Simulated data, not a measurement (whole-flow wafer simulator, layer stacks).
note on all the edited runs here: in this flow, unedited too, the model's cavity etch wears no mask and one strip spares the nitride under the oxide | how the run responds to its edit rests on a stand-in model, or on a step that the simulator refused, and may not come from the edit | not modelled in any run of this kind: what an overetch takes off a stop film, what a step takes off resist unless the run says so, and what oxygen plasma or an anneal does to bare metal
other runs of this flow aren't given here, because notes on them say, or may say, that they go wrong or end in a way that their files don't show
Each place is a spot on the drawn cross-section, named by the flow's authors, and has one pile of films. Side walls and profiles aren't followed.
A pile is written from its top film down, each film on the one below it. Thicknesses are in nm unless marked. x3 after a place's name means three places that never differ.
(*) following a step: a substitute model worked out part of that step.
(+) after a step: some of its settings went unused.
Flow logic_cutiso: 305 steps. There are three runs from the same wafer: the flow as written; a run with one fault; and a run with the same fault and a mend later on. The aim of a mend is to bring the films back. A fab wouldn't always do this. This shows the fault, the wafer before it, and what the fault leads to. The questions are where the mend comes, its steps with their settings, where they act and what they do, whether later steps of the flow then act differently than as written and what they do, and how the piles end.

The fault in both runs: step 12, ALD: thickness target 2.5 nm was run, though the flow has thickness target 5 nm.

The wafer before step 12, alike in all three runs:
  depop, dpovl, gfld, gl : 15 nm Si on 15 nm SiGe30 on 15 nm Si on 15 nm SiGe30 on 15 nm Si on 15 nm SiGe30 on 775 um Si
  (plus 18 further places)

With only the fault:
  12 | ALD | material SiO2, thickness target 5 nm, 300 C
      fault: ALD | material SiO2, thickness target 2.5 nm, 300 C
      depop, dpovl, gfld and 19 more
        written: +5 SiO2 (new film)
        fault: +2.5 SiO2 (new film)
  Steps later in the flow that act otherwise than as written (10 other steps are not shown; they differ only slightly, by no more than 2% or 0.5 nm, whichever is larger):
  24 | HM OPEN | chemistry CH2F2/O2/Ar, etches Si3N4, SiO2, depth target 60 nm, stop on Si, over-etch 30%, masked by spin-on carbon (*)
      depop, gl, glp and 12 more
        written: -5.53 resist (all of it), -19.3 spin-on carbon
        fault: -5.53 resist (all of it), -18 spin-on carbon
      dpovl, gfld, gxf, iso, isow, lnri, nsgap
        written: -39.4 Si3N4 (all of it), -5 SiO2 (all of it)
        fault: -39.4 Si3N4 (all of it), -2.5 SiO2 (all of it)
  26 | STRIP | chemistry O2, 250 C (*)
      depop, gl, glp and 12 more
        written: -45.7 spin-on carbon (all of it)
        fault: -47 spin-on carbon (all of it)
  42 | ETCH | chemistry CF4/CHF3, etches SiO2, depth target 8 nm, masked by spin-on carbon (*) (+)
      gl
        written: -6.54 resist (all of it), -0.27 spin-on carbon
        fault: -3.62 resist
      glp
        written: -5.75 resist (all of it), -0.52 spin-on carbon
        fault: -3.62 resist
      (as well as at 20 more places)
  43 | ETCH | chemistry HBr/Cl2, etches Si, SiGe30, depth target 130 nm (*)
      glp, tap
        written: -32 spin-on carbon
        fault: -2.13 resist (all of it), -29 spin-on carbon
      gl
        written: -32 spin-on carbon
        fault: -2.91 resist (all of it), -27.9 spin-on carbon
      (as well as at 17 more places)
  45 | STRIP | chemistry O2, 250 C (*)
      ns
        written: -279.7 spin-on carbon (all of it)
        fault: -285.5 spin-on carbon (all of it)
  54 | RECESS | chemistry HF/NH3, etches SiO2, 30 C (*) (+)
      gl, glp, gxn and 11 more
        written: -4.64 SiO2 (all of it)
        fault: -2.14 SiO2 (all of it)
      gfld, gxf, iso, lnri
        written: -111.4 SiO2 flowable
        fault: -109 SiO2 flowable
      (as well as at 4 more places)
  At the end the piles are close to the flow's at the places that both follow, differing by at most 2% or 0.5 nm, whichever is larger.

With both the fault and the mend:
  After step 12 comes the mend.
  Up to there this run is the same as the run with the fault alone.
  12a | ALD | material SiO2, thickness target 2.5 nm, 300 C (*) (the flow's step 12 again, with other settings)
      depop, dpovl, gfld and 19 more
        +2.5 SiO2
  Later steps of the flow that are run all act as written at every place that is followed.
  At every place that both follow, the piles at the end match the flow's.
